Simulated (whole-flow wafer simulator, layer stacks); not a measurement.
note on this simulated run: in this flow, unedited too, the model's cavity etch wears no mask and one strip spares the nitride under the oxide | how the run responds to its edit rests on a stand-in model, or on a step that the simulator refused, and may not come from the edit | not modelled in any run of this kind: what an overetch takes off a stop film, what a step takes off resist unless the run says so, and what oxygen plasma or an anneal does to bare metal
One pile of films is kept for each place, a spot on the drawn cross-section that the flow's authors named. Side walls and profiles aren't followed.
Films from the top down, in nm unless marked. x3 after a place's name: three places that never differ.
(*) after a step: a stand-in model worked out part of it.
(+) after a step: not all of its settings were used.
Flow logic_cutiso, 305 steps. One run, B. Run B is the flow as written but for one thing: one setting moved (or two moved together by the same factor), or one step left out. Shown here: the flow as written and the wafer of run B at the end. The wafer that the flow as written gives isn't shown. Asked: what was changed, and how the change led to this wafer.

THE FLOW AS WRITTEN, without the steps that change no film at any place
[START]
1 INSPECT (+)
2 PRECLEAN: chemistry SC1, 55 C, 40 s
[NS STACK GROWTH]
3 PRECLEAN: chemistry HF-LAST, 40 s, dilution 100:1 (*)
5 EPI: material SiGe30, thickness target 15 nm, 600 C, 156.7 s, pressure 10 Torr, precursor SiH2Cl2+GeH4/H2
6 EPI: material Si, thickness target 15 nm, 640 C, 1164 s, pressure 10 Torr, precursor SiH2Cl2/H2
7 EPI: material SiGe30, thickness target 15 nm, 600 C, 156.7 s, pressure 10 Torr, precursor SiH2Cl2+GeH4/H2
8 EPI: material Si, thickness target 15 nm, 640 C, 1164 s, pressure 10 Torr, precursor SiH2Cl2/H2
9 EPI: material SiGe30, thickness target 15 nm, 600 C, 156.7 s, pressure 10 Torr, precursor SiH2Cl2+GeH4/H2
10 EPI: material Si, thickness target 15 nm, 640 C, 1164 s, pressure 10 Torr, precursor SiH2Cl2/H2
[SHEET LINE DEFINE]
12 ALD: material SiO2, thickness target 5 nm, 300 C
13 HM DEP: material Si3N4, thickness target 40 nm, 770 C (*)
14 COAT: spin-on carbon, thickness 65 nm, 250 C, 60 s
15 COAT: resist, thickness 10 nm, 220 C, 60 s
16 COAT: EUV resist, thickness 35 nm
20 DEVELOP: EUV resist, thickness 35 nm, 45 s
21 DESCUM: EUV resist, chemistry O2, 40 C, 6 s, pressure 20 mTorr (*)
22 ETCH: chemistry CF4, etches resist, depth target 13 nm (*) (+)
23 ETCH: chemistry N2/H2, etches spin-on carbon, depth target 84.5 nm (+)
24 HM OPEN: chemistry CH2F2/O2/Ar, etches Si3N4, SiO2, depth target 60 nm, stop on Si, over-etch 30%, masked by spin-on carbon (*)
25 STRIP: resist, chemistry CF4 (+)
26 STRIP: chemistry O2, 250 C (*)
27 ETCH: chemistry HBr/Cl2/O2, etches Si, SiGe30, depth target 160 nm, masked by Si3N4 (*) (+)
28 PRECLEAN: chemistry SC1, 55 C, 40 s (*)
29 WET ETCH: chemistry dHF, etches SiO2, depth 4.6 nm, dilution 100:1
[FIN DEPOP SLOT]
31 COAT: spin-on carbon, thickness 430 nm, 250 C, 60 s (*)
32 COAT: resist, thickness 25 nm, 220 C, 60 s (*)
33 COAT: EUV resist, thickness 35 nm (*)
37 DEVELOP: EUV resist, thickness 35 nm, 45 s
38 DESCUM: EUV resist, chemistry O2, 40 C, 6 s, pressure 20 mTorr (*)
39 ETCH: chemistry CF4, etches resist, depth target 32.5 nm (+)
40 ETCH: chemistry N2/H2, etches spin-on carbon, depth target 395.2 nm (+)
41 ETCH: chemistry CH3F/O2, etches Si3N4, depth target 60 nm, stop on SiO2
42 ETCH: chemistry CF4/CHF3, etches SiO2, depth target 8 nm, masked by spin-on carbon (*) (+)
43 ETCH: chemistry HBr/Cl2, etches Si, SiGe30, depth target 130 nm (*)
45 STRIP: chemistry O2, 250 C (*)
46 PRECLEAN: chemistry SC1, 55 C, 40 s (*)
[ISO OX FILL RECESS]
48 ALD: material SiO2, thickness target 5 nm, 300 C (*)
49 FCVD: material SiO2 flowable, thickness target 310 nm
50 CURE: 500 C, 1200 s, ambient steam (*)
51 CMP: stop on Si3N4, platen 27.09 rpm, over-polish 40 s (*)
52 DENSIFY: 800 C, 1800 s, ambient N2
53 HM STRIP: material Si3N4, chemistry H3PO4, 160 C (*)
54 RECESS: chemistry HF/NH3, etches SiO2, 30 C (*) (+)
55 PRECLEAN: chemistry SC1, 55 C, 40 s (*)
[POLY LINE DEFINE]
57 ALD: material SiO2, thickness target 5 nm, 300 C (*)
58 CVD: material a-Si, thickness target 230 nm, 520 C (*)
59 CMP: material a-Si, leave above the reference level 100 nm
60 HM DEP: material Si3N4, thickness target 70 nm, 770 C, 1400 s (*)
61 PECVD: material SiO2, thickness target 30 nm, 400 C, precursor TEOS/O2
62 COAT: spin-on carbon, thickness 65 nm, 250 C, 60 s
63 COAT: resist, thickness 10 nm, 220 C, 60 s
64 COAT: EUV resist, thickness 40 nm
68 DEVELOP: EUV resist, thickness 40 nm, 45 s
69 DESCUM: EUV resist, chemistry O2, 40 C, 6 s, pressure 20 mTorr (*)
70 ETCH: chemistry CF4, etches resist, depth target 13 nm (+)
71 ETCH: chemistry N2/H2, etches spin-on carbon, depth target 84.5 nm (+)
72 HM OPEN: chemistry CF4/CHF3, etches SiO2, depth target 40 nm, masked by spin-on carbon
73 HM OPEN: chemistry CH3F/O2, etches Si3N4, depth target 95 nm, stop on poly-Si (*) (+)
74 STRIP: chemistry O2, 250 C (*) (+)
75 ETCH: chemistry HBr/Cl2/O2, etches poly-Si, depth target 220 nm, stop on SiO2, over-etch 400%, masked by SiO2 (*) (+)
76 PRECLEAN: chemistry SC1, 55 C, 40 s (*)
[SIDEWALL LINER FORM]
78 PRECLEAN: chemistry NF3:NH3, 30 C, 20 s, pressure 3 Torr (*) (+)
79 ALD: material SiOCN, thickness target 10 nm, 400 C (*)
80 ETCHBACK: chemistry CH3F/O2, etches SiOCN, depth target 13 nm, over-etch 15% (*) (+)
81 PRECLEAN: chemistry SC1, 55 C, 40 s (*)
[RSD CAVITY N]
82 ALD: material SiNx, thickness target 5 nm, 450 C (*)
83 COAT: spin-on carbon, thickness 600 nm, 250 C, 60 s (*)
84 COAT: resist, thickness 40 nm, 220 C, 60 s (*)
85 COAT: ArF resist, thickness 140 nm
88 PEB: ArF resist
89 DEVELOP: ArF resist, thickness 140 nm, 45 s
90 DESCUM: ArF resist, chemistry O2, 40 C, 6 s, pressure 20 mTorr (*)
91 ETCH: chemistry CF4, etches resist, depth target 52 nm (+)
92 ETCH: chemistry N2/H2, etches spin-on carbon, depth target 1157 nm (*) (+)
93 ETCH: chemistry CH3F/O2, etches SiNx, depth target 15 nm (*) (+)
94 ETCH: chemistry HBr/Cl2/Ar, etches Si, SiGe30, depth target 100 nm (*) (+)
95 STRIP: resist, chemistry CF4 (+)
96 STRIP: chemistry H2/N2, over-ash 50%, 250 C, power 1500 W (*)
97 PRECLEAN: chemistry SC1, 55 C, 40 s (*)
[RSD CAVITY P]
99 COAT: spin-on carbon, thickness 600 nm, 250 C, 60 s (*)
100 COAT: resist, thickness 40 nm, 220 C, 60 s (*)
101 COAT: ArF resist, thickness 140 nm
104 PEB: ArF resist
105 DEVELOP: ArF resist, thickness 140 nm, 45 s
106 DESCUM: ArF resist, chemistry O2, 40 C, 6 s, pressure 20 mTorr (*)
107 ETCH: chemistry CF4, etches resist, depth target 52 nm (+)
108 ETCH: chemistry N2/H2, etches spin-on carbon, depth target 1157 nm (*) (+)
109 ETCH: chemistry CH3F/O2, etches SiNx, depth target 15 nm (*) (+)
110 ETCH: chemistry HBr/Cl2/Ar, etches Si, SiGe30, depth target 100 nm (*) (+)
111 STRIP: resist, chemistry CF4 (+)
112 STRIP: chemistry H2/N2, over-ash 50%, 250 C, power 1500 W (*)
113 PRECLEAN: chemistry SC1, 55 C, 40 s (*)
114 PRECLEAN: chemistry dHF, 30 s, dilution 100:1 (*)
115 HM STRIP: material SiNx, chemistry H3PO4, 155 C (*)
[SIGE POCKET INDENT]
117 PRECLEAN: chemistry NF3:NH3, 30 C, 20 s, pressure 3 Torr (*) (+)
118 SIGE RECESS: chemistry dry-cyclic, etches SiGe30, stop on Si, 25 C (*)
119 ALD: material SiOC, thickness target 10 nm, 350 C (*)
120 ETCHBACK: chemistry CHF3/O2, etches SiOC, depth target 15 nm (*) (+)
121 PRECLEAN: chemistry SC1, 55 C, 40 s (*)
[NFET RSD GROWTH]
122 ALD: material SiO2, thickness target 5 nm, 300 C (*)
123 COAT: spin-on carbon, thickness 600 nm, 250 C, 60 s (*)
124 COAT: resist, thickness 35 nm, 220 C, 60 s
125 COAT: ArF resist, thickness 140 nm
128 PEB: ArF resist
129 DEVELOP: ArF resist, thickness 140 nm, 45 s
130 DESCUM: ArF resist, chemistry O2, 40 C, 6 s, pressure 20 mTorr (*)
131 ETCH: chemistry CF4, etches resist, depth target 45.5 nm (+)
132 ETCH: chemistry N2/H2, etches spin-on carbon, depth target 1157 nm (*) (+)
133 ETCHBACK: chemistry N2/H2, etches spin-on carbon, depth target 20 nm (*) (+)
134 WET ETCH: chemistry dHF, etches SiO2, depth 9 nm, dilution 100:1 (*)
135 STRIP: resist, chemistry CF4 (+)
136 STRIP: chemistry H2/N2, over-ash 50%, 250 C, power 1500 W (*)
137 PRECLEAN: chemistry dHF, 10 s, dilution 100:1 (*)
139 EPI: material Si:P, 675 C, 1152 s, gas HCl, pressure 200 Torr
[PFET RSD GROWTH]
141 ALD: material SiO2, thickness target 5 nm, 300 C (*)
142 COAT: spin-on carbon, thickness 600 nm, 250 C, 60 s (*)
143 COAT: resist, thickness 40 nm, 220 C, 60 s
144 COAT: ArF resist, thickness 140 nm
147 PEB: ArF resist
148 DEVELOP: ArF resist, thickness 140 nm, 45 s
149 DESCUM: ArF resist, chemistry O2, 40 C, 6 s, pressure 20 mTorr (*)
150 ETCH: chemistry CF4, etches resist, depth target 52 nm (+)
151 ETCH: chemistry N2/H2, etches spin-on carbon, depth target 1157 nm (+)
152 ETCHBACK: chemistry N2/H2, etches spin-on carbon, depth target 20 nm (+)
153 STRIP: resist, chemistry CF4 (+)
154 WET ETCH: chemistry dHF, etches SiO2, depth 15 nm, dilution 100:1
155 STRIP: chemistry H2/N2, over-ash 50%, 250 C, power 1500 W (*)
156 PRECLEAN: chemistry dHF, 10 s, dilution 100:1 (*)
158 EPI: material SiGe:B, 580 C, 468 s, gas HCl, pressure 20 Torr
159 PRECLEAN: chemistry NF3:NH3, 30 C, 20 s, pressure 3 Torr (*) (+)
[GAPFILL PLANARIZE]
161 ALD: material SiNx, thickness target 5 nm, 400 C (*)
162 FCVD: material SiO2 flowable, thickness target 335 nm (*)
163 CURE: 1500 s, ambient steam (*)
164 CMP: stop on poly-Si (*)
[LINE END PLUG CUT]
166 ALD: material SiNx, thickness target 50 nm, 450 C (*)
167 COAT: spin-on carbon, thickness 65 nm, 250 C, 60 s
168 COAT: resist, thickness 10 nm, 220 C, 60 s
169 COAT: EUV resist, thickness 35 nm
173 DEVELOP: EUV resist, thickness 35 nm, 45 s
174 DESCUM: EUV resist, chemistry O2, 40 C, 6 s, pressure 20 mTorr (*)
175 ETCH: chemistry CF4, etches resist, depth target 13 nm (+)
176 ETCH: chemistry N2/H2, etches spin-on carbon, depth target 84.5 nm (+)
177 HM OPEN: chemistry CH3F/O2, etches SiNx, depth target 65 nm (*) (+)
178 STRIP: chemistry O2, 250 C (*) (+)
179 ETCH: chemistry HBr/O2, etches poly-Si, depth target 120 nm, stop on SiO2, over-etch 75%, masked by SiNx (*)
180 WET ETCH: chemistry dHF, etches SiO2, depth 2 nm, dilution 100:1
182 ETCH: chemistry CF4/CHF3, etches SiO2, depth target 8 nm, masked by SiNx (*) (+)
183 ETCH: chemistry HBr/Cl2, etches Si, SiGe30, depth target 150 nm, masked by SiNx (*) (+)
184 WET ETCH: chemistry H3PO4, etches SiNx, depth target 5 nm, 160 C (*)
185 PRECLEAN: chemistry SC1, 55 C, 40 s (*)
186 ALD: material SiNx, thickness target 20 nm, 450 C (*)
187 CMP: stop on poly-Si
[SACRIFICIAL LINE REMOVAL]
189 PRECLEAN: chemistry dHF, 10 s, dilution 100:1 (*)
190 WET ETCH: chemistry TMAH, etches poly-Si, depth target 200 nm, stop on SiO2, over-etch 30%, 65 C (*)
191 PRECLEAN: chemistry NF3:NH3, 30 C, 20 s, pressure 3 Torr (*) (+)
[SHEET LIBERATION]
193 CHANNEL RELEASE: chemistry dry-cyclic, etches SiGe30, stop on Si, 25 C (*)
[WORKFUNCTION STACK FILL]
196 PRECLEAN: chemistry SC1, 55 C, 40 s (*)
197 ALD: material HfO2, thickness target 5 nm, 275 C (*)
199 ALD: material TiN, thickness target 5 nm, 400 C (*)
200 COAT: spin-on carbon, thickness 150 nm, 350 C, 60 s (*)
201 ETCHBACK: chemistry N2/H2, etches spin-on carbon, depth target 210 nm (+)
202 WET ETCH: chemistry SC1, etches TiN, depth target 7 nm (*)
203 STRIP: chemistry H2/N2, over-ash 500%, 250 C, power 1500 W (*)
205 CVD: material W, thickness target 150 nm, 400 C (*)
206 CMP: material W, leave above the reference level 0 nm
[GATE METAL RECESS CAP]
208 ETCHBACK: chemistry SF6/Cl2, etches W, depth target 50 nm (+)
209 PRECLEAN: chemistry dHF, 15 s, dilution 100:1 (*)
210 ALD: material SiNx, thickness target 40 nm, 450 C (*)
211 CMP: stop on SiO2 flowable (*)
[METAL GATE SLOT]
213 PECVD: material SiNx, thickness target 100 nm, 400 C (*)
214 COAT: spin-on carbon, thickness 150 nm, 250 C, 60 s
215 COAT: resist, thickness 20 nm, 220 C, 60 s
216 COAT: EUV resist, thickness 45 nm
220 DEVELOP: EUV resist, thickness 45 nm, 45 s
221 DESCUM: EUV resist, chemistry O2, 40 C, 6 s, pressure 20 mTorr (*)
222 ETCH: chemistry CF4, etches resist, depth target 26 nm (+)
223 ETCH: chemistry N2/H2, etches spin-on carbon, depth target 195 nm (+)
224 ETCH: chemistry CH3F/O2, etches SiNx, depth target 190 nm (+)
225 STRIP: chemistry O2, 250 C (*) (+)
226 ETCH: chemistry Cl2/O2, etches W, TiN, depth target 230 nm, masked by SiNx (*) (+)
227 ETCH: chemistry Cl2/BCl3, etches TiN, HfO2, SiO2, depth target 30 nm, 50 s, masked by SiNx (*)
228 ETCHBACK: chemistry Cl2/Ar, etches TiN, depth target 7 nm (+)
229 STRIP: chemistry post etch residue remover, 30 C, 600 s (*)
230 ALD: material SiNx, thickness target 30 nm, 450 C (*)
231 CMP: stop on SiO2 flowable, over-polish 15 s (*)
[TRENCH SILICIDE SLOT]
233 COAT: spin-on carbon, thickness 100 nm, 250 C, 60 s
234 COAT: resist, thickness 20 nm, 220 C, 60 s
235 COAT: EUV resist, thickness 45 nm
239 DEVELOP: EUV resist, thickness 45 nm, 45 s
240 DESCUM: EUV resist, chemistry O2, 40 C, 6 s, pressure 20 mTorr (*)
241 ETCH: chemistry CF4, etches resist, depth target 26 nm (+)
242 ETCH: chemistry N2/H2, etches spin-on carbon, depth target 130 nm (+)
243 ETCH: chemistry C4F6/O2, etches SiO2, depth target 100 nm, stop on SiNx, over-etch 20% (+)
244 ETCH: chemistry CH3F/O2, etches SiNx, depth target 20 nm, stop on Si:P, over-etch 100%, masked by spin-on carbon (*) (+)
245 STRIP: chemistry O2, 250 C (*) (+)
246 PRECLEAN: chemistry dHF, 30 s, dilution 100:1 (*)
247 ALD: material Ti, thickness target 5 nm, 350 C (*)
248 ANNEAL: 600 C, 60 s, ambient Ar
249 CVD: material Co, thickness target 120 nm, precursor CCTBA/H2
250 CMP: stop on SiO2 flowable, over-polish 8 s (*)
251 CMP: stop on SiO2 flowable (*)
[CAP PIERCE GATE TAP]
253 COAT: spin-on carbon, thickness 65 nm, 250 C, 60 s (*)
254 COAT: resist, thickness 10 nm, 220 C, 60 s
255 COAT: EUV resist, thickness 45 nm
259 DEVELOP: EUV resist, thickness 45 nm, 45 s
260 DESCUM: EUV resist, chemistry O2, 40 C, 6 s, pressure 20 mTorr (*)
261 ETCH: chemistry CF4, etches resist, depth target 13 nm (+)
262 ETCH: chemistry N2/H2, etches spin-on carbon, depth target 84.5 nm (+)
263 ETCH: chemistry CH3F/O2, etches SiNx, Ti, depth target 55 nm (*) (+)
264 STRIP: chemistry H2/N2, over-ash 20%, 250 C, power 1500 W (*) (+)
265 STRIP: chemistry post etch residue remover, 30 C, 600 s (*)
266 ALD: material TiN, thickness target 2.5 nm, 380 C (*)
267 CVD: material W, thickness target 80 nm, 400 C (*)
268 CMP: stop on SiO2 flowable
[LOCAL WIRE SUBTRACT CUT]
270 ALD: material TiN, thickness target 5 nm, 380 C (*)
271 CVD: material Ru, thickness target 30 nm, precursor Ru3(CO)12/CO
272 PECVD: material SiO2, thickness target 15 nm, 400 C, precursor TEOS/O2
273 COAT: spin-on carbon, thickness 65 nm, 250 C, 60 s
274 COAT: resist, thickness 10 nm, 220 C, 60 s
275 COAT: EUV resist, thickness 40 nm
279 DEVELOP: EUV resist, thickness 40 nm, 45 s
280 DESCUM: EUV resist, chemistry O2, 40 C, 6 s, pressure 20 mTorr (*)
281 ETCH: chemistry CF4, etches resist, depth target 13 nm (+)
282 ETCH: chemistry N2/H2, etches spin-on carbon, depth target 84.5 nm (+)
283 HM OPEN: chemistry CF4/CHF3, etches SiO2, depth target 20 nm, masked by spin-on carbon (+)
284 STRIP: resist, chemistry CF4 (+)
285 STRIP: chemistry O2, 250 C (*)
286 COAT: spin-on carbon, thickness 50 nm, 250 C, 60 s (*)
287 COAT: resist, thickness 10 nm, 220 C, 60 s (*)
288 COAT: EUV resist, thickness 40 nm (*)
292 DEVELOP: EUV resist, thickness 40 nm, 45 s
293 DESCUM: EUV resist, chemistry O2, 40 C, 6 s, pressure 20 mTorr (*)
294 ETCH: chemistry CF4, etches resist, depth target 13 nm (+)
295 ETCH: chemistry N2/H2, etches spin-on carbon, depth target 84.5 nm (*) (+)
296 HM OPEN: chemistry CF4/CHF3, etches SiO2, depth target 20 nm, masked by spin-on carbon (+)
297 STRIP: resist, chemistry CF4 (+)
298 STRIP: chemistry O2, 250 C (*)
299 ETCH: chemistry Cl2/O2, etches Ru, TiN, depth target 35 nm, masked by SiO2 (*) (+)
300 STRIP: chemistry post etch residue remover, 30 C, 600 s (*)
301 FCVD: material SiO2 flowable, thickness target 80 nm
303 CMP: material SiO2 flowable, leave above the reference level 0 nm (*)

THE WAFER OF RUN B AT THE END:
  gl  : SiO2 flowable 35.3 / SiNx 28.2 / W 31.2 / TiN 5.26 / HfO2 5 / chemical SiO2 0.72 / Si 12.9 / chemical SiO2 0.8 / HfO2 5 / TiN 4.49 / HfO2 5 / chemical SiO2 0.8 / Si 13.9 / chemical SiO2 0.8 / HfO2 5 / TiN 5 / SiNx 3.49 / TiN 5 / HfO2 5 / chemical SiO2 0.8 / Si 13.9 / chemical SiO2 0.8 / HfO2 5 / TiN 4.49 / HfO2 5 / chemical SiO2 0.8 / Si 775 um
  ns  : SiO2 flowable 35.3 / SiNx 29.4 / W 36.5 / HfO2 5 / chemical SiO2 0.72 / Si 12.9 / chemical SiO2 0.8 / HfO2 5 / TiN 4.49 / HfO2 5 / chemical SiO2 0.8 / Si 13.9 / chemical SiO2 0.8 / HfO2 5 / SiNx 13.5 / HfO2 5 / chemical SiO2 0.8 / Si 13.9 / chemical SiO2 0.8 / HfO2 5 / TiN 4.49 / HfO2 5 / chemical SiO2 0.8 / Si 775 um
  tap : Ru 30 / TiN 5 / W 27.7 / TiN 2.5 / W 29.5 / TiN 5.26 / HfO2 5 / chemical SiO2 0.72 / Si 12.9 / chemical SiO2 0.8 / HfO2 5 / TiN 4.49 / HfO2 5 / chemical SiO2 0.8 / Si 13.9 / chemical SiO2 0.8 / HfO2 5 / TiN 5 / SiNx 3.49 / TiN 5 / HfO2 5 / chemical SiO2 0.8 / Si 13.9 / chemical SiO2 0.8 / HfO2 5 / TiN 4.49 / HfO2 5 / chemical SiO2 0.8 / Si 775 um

The cause: step 7, EPI: 250.7 s was run, where the flow has 156.7 s.

How the change led to this, step by step:
  7 EPI: material SiGe30, thickness target 15 nm, 600 C, 156.7 s, pressure 10 Torr, precursor SiH2Cl2+GeH4/H2
      depop, dpovl, gfld and 19 more: SiGe30 +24 (new film) (as written it would be: SiGe30 +15 (new film))
  27 ETCH: chemistry HBr/Cl2/O2, etches Si, SiGe30, depth target 160 nm, masked by Si3N4 (*) (+)
      gfld, gxf, iso, lnri: chemical SiO2 -0.79 (all of it), Si -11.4 (all of it), SiGe30 -15 (all of it), Si -15 (all of it), SiGe30 -24 (all of it), Si -15 (all of it), SiGe30 -15 (all of it), Si -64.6 (as written it would be: chemical SiO2 -0.79 (all of it), Si -11.4 (all of it), SiGe30 -15 (all of it), Si -15 (all of it), SiGe30 -15 (all of it), Si -15 (all of it), SiGe30 -15 (all of it), Si -73.6)
      dpovl, nsgap: chemical SiO2 -0.79 (all of it), Si -11.8 (all of it), SiGe30 -15 (all of it), Si -15 (all of it), SiGe30 -24 (all of it), Si -15 (all of it), SiGe30 -15 (all of it), Si -64.2 (as written it would be: chemical SiO2 -0.79 (all of it), Si -11.8 (all of it), SiGe30 -15 (all of it), Si -15 (all of it), SiGe30 -15 (all of it), Si -15 (all of it), SiGe30 -15 (all of it), Si -73.2)
      (and at 1 more place)
  43 ETCH: chemistry HBr/Cl2, etches Si, SiGe30, depth target 130 nm (*)
      depop: Si -14 (all of it), SiGe30 -15 (all of it), Si -15 (all of it), SiGe30 -24 (all of it), Si -15 (all of it), SiGe30 -15 (all of it), Si -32 (as written it would be: Si -14 (all of it), SiGe30 -15 (all of it), Si -15 (all of it), SiGe30 -15 (all of it), Si -15 (all of it), SiGe30 -15 (all of it), Si -41)
  94 ETCH: chemistry HBr/Cl2/Ar, etches Si, SiGe30, depth target 100 nm (*) (+)
      rsdn, rsdx: chemical SiO2 -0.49 (all of it), Si -12.8 (all of it), SiGe30 -15 (all of it), Si -15 (all of it), SiGe30 -24 (all of it), Si -15 (all of it), SiGe30 -15 (all of it), Si -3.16 (as written it would be: chemical SiO2 -0.49 (all of it), Si -12.8 (all of it), SiGe30 -15 (all of it), Si -15 (all of it), SiGe30 -15 (all of it), Si -15 (all of it), SiGe30 -15 (all of it), Si -12.2)
  110 ETCH: chemistry HBr/Cl2/Ar, etches Si, SiGe30, depth target 100 nm (*) (+)
      rsdp, rsdw: chemical SiO2 -0.49 (all of it), Si -12.8 (all of it), SiGe30 -15 (all of it), Si -15 (all of it), SiGe30 -24 (all of it), Si -15 (all of it), SiGe30 -15 (all of it), Si -3.16 (as written it would be: chemical SiO2 -0.49 (all of it), Si -12.8 (all of it), SiGe30 -15 (all of it), Si -15 (all of it), SiGe30 -15 (all of it), Si -15 (all of it), SiGe30 -15 (all of it), Si -12.2)
  118 SIGE RECESS: chemistry dry-cyclic, etches SiGe30, stop on Si, 25 C (*)
      lnr, lnrp, lnrt: SiOCN -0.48, Si -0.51, cavity +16 (new film), SiGe30 -15 (all of it), Si -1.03, cavity +25 (new film), SiGe30 -24 (all of it), Si -1.03, cavity +16 (new film), SiGe30 -15 (all of it), Si -0.51 (as written it would be: SiOCN -0.48, Si -0.51, cavity +16 (new film), SiGe30 -15 (all of it), Si -1.03, cavity +16 (new film), SiGe30 -15 (all of it), Si -1.03, cavity +16 (new film), SiGe30 -15 (all of it), Si -0.51)
  119 ALD: material SiOC, thickness target 10 nm, 350 C (*)
      lnr, lnrp, lnrt: SiOC +10 (new film), SiOC +16 (new film), cavity -16 (all of it), SiOC +25 (new film), cavity -25 (all of it), SiOC +16 (new film), cavity -16 (all of it) (as written it would be: SiOC +10 (new film), SiOC +16 (new film), cavity -16 (all of it), SiOC +16 (new film), cavity -16 (all of it), SiOC +16 (new film), cavity -16 (all of it))
  183 ETCH: chemistry HBr/Cl2, etches Si, SiGe30, depth target 150 nm, masked by SiNx (*) (+)
      plug: Si -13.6 (all of it), SiGe30 -15 (all of it), Si -15 (all of it), SiGe30 -24 (all of it), Si -15 (all of it), SiGe30 -15 (all of it), Si -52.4 (as written it would be: Si -13.6 (all of it), SiGe30 -15 (all of it), Si -15 (all of it), SiGe30 -15 (all of it), Si -15 (all of it), SiGe30 -15 (all of it), Si -61.4)
  193 CHANNEL RELEASE: chemistry dry-cyclic, etches SiGe30, stop on Si, 25 C (*)
      gl, glp, gxn, gxp, ns, tap: chemical SiO2 +0.8 (new film), Si -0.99, chemical SiO2 +0.8 (new film), cavity +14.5 (new film), chemical SiO2 +0.8 (new film), SiGe30 -15 (all of it), Si -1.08, chemical SiO2 +0.8 (new film), cavity +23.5 (new film), chemical SiO2 +0.8 (new film), SiGe30 -24 (all of it), Si -1.08, chemical SiO2 +0.8 (new film), cavity +14.5 (new film), chemical SiO2 +0.8 (new film), SiGe30 -15 (all of it), Si -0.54 (as written it would be: chemical SiO2 +0.8 (new film), Si -0.99, chemical SiO2 +0.8 (new film), cavity +14.5 (new film), chemical SiO2 +0.8 (new film), SiGe30 -15 (all of it), Si -1.08, chemical SiO2 +0.8 (new film), cavity +14.5 (new film), chemical SiO2 +0.8 (new film), SiGe30 -15 (all of it), Si -1.08, chemical SiO2 +0.8 (new film), cavity +14.5 (new film), chemical SiO2 +0.8 (new film), SiGe30 -15 (all of it), Si -0.54)
  199 ALD: material TiN, thickness target 5 nm, 400 C (*)
      gl, glp, tap: TiN +5.26 (new film), TiN +4.49 (new film), cavity -4.49 (all of it), TiN +5 (new film), cavity -10, TiN +5 (new film), TiN +4.49 (new film), cavity -4.49 (all of it) (as written it would be: TiN +5.26 (new film), TiN +4.49 (new film), cavity -4.49 (all of it), TiN +4.49 (new film), cavity -4.49 (all of it), TiN +4.49 (new film), cavity -4.49 (all of it))
      gxn, gxp, ns: TiN +5 (new film), TiN +4.49 (new film), cavity -4.49 (all of it), TiN +5 (new film), cavity -10, TiN +5 (new film), TiN +4.49 (new film), cavity -4.49 (all of it) (as written it would be: TiN +5 (new film), TiN +4.49 (new film), cavity -4.49 (all of it), TiN +4.49 (new film), cavity -4.49 (all of it), TiN +4.49 (new film), cavity -4.49 (all of it))
  202 WET ETCH: chemistry SC1, etches TiN, depth target 7 nm (*)
      ns: TiN -5 (all of it), TiN -5 (all of it), cavity +10, TiN -5 (all of it) (as written it would be: TiN -5 (all of it))
  210 ALD: material SiNx, thickness target 40 nm, 450 C (*)
      gl, glp, gxn, gxp, tap: SiNx +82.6 (new film), SiNx +3.49 (new film), cavity -3.49 (all of it) (as written it would be: SiNx +82.6 (new film))
      ns: SiNx +40 (new film), SiNx +13.5 (new film), cavity -13.5 (all of it) (as written it would be: SiNx +40 (new film))
Counting metal films that touch as one body, gl has 5 bodies (between them, from the top down: HfO2 5 / chemical SiO2 0.72 / Si 12.9 / chemical SiO2 0.8 / HfO2 5; HfO2 5 / chemical SiO2 0.8 / Si 13.9 / chemical SiO2 0.8 / HfO2 5; SiNx 3.49; HfO2 5 / chemical SiO2 0.8 / Si 13.9 / chemical SiO2 0.8 / HfO2 5); the flow as written gives 4 bodies (between them, from the top down: HfO2 5 / chemical SiO2 0.72 / Si 12.9 / chemical SiO2 0.8 / HfO2 5; HfO2 5 / chemical SiO2 0.8 / Si 13.9 / chemical SiO2 0.8 / HfO2 5; HfO2 5 / chemical SiO2 0.8 / Si 13.9 / chemical SiO2 0.8 / HfO2 5).
Counting metal films that touch as one body, ns has 3 bodies (between them, from the top down: HfO2 5 / chemical SiO2 0.72 / Si 12.9 / chemical SiO2 0.8 / HfO2 5; HfO2 5 / chemical SiO2 0.8 / Si 13.9 / chemical SiO2 0.8 / HfO2 5 / SiNx 13.5 / HfO2 5 / chemical SiO2 0.8 / Si 13.9 / chemical SiO2 0.8 / HfO2 5); the flow as written gives 4 bodies (between them, from the top down: HfO2 5 / chemical SiO2 0.72 / Si 12.9 / chemical SiO2 0.8 / HfO2 5; HfO2 5 / chemical SiO2 0.8 / Si 13.9 / chemical SiO2 0.8 / HfO2 5; HfO2 5 / chemical SiO2 0.8 / Si 13.9 / chemical SiO2 0.8 / HfO2 5).
Counting metal films that touch as one body, tap has 5 bodies (between them, from the top down: HfO2 5 / chemical SiO2 0.72 / Si 12.9 / chemical SiO2 0.8 / HfO2 5; HfO2 5 / chemical SiO2 0.8 / Si 13.9 / chemical SiO2 0.8 / HfO2 5; SiNx 3.49; HfO2 5 / chemical SiO2 0.8 / Si 13.9 / chemical SiO2 0.8 / HfO2 5); the flow as written gives 4 bodies (between them, from the top down: HfO2 5 / chemical SiO2 0.72 / Si 12.9 / chemical SiO2 0.8 / HfO2 5; HfO2 5 / chemical SiO2 0.8 / Si 13.9 / chemical SiO2 0.8 / HfO2 5; HfO2 5 / chemical SiO2 0.8 / Si 13.9 / chemical SiO2 0.8 / HfO2 5).
